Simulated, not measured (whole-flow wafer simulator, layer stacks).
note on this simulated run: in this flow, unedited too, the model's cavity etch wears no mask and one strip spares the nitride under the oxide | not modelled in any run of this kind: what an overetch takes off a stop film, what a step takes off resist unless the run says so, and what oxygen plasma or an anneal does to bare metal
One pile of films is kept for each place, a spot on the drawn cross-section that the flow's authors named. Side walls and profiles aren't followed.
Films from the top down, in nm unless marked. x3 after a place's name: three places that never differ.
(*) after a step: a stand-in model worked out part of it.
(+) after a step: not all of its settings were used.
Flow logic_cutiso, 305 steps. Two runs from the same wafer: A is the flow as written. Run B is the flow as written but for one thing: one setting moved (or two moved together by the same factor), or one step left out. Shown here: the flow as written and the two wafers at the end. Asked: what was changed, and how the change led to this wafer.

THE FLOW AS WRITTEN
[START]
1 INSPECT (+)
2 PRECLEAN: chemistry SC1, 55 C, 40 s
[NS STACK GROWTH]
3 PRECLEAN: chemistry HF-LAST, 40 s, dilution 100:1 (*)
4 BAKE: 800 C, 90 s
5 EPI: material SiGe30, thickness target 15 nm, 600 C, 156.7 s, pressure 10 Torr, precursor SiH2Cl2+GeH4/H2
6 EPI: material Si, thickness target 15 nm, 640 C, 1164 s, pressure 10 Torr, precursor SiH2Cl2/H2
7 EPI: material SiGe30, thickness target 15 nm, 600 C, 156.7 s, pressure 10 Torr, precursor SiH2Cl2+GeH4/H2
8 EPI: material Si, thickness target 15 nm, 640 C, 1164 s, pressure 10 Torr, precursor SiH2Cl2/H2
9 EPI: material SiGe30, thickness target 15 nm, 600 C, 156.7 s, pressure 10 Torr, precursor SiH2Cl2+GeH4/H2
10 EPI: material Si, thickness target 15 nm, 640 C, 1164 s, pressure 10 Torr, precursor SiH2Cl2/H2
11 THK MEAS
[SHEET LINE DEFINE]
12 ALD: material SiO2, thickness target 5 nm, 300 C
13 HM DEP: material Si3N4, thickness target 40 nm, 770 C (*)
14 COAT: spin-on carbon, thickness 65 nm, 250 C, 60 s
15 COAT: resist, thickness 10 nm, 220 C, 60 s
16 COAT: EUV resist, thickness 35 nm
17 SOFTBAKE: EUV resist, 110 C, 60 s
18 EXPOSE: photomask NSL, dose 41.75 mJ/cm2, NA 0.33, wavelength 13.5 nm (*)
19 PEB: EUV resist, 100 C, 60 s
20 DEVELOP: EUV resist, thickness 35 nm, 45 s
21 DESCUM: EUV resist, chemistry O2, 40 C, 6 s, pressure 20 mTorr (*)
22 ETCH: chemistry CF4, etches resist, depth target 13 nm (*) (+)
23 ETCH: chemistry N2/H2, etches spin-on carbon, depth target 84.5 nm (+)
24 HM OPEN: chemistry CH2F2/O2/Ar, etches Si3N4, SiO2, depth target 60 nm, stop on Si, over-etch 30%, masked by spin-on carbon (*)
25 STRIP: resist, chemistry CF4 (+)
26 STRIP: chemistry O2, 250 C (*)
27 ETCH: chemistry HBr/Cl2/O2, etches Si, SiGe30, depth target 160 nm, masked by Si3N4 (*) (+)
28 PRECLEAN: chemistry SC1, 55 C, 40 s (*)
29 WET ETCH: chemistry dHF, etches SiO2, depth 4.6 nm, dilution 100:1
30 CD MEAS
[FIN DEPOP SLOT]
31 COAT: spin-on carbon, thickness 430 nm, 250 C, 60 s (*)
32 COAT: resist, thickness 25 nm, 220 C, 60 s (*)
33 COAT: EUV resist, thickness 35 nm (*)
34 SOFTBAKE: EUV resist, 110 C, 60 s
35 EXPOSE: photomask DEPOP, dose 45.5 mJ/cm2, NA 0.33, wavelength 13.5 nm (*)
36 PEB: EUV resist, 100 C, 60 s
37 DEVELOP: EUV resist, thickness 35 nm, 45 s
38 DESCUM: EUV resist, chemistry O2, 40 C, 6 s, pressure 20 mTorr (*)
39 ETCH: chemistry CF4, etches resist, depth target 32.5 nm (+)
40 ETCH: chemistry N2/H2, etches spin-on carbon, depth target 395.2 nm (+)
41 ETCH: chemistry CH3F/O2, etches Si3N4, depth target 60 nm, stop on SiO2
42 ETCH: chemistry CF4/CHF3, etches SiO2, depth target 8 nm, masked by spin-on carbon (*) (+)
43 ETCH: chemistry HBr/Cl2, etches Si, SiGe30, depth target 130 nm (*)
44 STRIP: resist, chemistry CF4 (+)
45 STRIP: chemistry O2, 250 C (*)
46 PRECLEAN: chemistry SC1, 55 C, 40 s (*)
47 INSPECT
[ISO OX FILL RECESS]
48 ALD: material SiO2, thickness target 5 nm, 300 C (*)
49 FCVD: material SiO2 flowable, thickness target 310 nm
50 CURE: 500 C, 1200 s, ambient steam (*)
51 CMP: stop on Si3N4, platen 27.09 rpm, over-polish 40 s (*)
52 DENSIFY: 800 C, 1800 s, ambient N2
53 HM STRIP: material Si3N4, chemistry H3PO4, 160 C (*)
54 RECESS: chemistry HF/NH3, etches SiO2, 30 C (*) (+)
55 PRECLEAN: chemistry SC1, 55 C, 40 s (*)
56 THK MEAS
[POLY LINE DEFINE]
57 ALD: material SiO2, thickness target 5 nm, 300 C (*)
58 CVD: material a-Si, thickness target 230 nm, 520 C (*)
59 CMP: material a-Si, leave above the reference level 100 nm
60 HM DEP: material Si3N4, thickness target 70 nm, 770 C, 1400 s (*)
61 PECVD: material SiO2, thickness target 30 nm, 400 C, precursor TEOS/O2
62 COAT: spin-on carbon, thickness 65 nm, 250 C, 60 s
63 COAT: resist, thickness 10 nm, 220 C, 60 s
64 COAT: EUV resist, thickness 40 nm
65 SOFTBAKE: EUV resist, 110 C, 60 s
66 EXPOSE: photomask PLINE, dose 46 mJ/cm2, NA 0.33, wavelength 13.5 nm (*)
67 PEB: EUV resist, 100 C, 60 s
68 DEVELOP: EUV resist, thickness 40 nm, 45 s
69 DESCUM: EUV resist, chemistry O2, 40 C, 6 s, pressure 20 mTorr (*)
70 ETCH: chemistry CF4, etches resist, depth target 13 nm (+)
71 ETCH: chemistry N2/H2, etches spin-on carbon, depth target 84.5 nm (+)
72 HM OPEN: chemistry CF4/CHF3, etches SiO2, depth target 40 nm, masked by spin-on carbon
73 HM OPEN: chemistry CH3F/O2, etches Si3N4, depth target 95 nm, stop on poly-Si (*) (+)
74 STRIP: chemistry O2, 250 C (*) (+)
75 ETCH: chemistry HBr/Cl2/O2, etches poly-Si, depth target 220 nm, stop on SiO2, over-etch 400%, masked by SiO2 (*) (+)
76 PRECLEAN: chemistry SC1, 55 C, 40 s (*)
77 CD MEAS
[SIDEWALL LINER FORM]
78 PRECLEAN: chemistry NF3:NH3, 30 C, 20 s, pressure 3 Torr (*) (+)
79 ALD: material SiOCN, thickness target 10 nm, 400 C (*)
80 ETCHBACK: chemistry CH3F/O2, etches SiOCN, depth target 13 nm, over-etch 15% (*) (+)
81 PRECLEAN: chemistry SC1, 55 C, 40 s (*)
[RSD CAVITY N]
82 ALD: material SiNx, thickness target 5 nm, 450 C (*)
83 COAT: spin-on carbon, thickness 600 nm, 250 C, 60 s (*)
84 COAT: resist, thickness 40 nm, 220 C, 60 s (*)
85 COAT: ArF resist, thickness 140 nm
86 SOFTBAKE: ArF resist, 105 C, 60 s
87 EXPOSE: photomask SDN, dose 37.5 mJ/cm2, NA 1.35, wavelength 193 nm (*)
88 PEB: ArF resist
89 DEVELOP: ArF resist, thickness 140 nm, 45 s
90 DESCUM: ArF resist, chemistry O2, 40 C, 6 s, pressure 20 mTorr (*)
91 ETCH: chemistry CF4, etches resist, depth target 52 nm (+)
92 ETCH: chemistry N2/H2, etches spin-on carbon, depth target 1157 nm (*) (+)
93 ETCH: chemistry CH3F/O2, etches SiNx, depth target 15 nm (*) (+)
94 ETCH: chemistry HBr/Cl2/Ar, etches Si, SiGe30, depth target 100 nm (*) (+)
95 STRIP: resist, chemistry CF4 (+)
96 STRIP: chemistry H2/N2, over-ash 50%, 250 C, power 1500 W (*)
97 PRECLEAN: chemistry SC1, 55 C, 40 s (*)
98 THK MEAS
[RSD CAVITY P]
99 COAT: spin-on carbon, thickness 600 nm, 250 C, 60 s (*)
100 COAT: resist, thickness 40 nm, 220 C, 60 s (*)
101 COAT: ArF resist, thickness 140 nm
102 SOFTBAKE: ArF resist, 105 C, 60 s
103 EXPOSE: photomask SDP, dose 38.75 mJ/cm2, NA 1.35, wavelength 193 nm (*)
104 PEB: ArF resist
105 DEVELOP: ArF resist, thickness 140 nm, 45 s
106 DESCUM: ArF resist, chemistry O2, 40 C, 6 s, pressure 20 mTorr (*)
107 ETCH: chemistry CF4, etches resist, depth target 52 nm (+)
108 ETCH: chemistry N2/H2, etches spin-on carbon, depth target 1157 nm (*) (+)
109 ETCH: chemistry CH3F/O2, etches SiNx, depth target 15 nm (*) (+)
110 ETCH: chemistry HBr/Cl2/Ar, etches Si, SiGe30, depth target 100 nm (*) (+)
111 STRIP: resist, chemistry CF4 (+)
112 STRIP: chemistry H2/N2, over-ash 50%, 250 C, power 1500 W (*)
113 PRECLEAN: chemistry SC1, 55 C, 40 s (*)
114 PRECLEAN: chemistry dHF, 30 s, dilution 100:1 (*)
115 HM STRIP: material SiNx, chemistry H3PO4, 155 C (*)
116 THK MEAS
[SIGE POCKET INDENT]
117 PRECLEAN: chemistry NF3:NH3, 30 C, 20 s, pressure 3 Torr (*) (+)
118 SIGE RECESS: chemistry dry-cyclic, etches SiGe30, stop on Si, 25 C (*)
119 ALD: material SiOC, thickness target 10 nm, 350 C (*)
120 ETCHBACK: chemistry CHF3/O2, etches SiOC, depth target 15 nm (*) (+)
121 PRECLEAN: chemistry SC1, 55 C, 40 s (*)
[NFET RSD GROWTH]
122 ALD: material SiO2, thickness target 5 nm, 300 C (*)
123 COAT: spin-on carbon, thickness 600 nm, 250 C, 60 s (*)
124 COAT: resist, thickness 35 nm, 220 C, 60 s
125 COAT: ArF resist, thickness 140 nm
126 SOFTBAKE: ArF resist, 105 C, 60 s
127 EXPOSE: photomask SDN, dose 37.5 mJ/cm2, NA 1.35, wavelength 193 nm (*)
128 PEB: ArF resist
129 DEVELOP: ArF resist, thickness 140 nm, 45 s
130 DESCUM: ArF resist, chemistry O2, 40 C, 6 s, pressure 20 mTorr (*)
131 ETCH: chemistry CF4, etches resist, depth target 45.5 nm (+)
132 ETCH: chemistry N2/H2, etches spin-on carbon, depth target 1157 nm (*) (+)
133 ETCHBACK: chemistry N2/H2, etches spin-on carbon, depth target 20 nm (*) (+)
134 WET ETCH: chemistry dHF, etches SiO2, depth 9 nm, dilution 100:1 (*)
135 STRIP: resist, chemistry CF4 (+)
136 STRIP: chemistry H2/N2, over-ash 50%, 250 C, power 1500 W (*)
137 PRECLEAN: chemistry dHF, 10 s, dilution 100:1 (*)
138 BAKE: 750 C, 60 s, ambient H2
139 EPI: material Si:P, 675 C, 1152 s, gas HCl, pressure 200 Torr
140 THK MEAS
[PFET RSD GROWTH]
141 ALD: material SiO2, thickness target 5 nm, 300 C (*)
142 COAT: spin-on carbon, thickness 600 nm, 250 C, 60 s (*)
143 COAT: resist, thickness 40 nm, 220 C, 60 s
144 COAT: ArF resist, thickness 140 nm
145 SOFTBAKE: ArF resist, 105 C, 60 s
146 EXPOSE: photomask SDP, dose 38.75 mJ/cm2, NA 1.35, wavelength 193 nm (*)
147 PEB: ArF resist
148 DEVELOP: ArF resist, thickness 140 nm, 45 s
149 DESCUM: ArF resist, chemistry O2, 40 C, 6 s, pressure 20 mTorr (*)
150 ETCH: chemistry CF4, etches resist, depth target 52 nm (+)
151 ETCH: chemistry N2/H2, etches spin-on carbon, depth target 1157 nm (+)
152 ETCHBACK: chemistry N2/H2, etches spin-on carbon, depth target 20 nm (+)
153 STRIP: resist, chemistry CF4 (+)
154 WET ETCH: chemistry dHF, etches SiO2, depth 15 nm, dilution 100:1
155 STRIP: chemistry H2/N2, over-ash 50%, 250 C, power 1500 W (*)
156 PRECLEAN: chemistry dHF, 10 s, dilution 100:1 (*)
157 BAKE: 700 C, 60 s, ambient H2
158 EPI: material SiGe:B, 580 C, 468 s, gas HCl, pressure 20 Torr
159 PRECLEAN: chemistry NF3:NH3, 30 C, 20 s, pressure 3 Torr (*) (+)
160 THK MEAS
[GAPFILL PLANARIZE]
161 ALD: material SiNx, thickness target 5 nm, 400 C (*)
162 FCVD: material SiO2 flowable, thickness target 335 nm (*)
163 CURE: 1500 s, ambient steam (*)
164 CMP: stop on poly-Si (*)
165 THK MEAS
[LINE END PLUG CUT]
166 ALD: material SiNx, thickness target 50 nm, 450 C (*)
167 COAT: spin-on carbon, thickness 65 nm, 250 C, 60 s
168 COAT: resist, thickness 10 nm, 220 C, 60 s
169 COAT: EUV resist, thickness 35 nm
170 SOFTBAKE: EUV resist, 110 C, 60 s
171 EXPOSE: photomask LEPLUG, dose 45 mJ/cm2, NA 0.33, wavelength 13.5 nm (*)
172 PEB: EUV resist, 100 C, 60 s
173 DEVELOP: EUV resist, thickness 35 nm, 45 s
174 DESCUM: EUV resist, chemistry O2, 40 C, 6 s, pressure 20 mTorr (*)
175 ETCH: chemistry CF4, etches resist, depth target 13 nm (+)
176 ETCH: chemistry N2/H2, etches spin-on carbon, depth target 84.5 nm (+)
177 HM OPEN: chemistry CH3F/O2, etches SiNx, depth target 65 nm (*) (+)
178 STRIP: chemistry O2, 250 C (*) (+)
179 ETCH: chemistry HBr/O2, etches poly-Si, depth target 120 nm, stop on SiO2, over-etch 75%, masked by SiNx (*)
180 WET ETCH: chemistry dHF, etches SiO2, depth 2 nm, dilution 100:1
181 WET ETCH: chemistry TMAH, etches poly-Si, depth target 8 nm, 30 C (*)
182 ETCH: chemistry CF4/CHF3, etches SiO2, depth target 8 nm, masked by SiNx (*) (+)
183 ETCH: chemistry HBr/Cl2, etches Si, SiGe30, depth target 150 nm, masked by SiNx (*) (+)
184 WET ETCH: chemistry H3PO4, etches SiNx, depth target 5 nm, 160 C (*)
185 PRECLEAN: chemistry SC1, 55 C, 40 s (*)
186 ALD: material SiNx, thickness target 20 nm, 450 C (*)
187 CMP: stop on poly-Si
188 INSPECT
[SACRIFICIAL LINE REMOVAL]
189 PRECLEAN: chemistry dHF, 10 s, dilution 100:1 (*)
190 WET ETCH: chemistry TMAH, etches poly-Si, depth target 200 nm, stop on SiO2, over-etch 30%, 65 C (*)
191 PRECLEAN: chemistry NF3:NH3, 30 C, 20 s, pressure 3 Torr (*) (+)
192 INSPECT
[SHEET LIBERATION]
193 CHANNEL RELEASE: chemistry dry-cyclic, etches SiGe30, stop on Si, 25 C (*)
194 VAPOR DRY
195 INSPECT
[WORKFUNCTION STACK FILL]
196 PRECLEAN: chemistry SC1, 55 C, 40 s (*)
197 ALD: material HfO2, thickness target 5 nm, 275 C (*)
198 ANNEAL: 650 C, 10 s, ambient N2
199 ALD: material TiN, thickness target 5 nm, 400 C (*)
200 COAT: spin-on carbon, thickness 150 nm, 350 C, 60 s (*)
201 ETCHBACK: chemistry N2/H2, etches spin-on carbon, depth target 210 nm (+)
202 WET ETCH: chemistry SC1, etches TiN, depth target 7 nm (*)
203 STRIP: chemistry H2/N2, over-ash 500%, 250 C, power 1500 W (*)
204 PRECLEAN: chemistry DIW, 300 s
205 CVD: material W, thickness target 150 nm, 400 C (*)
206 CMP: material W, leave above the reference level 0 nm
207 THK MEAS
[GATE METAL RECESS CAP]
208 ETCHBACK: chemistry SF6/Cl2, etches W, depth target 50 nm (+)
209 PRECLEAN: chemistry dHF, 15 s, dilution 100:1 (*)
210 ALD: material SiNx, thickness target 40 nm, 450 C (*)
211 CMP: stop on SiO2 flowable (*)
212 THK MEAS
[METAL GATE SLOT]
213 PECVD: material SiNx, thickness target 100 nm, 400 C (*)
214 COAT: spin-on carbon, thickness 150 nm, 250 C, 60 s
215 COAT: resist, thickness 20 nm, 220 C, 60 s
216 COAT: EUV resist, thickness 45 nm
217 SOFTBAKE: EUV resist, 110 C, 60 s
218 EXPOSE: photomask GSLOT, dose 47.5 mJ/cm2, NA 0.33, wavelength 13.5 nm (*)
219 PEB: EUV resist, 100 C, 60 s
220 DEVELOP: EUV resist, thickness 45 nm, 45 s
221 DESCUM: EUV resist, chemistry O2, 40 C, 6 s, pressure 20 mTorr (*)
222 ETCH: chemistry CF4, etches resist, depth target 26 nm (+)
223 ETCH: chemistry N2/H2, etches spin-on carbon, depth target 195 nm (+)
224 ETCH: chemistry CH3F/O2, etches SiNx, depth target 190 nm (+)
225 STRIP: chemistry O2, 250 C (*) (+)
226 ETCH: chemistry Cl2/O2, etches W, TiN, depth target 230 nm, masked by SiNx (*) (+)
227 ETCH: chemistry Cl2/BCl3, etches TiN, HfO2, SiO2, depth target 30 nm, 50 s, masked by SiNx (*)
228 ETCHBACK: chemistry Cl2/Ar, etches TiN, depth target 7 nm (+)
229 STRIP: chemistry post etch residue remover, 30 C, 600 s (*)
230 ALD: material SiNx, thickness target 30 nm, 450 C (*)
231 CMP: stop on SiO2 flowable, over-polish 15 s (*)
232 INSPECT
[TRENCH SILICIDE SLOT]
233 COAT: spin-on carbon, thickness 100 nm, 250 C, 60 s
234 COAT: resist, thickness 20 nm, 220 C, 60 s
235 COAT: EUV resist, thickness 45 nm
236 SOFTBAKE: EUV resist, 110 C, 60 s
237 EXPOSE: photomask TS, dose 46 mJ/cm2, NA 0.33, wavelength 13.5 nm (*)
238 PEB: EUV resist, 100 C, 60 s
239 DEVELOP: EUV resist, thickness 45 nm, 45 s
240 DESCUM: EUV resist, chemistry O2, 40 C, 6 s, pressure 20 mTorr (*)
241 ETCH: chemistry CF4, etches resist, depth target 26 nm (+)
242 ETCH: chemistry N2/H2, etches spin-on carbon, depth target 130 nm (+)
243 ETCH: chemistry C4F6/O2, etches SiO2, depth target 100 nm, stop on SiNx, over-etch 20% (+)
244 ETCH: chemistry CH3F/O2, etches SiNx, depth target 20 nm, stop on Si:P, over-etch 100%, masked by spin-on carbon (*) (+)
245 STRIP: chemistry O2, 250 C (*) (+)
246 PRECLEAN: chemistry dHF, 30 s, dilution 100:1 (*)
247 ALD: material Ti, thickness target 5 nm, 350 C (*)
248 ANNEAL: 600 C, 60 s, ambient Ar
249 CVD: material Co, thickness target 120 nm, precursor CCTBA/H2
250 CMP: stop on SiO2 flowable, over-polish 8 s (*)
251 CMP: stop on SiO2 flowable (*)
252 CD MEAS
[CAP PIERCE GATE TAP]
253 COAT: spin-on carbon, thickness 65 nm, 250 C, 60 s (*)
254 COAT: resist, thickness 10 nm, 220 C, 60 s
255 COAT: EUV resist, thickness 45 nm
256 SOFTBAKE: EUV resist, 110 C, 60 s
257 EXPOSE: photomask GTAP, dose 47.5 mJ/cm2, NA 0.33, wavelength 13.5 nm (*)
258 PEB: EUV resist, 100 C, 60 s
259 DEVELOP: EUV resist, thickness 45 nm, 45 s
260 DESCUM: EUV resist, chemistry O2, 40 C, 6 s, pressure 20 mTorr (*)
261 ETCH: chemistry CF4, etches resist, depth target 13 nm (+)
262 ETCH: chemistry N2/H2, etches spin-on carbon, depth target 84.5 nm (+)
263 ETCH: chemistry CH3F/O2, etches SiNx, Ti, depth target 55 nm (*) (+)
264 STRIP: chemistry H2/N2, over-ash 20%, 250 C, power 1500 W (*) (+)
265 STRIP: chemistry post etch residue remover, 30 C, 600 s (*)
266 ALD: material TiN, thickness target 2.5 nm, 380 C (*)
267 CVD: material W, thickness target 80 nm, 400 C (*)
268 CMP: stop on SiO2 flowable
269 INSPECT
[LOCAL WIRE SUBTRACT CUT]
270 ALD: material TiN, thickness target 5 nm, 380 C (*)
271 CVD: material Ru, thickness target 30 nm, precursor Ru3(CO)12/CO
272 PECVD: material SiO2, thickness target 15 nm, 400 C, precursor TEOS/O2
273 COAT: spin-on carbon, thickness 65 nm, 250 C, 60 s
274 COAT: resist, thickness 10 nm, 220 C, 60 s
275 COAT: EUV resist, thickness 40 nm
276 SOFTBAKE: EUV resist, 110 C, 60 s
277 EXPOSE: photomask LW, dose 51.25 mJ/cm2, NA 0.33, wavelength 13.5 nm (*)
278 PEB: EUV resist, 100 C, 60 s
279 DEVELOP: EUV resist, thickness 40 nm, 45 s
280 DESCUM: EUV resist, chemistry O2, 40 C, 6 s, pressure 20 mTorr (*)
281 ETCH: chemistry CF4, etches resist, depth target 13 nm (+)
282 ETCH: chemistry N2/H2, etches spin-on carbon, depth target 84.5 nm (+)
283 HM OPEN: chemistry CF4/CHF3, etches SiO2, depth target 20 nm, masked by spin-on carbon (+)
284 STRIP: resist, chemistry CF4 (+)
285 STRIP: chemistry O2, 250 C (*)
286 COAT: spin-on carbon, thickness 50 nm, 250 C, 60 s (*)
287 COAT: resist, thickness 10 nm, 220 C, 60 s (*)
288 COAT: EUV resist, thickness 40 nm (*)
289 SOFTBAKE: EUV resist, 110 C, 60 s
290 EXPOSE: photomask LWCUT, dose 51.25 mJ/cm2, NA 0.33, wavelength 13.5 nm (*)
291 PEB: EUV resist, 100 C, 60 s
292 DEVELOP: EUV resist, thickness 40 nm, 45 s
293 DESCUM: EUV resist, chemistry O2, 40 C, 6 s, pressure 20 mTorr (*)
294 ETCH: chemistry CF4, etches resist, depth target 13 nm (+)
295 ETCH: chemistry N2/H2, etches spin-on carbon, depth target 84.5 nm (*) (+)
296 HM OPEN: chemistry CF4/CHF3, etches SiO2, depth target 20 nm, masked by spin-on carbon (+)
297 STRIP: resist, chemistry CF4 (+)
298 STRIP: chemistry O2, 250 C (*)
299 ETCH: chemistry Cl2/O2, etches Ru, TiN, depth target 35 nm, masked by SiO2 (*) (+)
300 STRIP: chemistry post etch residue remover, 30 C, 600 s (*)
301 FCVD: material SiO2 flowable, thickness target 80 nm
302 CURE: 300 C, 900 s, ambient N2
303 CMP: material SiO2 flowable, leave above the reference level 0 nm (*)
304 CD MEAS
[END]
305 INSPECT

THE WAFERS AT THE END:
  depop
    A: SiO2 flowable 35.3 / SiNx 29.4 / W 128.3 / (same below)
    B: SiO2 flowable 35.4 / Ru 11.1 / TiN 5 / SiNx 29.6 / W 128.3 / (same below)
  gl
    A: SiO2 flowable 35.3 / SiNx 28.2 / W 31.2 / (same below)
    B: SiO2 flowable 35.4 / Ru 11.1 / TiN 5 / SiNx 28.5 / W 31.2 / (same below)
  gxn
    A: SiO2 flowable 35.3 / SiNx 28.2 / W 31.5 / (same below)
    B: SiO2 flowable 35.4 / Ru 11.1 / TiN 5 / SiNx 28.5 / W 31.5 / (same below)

The cause: step 271, CVD: thickness target 46.5 nm was run, where the flow has thickness target 30 nm.

How the change led to this, step by step:
  271 CVD: material Ru, thickness target 30 nm, precursor Ru3(CO)12/CO
      depop, dpovl, gfld and 19 more: A Ru +30 (new film) | B Ru +46.5 (new film)
  299 ETCH: chemistry Cl2/O2, etches Ru, TiN, depth target 35 nm, masked by SiO2 (*) (+)
      depop, dpovl, gfld and 15 more: A Ru -29.6 (all of it), TiN -5 (all of it) | B Ru -35
  301 FCVD: material SiO2 flowable, thickness target 80 nm
      iso, rsdx: A SiO2 flowable +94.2 | B SiO2 flowable +94.3 (new film)
Counting metal films that touch as one body, depop has 2 bodies (between them, from the top down: SiNx 29.6); the flow as written gives 1 body.
Counting metal films that touch as one body, gl has 5 bodies (between them, from the top down: SiNx 28.5; HfO2 5 / chemical SiO2 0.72 / Si 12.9 / chemical SiO2 0.8 / HfO2 5; HfO2 5 / chemical SiO2 0.8 / Si 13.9 / chemical SiO2 0.8 / HfO2 5; HfO2 5 / chemical SiO2 0.8 / Si 13.9 / chemical SiO2 0.8 / HfO2 5); the flow as written gives 4 bodies (between them, from the top down: HfO2 5 / chemical SiO2 0.72 / Si 12.9 / chemical SiO2 0.8 / HfO2 5; HfO2 5 / chemical SiO2 0.8 / Si 13.9 / chemical SiO2 0.8 / HfO2 5; HfO2 5 / chemical SiO2 0.8 / Si 13.9 / chemical SiO2 0.8 / HfO2 5).
Counting metal films that touch as one body, gxn has 5 bodies (between them, from the top down: SiNx 28.5; HfO2 5 / chemical SiO2 0.72 / Si 12.9 / chemical SiO2 0.8 / HfO2 5; HfO2 5 / chemical SiO2 0.8 / Si 13.9 / chemical SiO2 0.8 / HfO2 5; HfO2 5 / chemical SiO2 0.8 / Si 13.9 / chemical SiO2 0.8 / HfO2 5); the flow as written gives 4 bodies (between them, from the top down: HfO2 5 / chemical SiO2 0.72 / Si 12.9 / chemical SiO2 0.8 / HfO2 5; HfO2 5 / chemical SiO2 0.8 / Si 13.9 / chemical SiO2 0.8 / HfO2 5; HfO2 5 / chemical SiO2 0.8 / Si 13.9 / chemical SiO2 0.8 / HfO2 5).
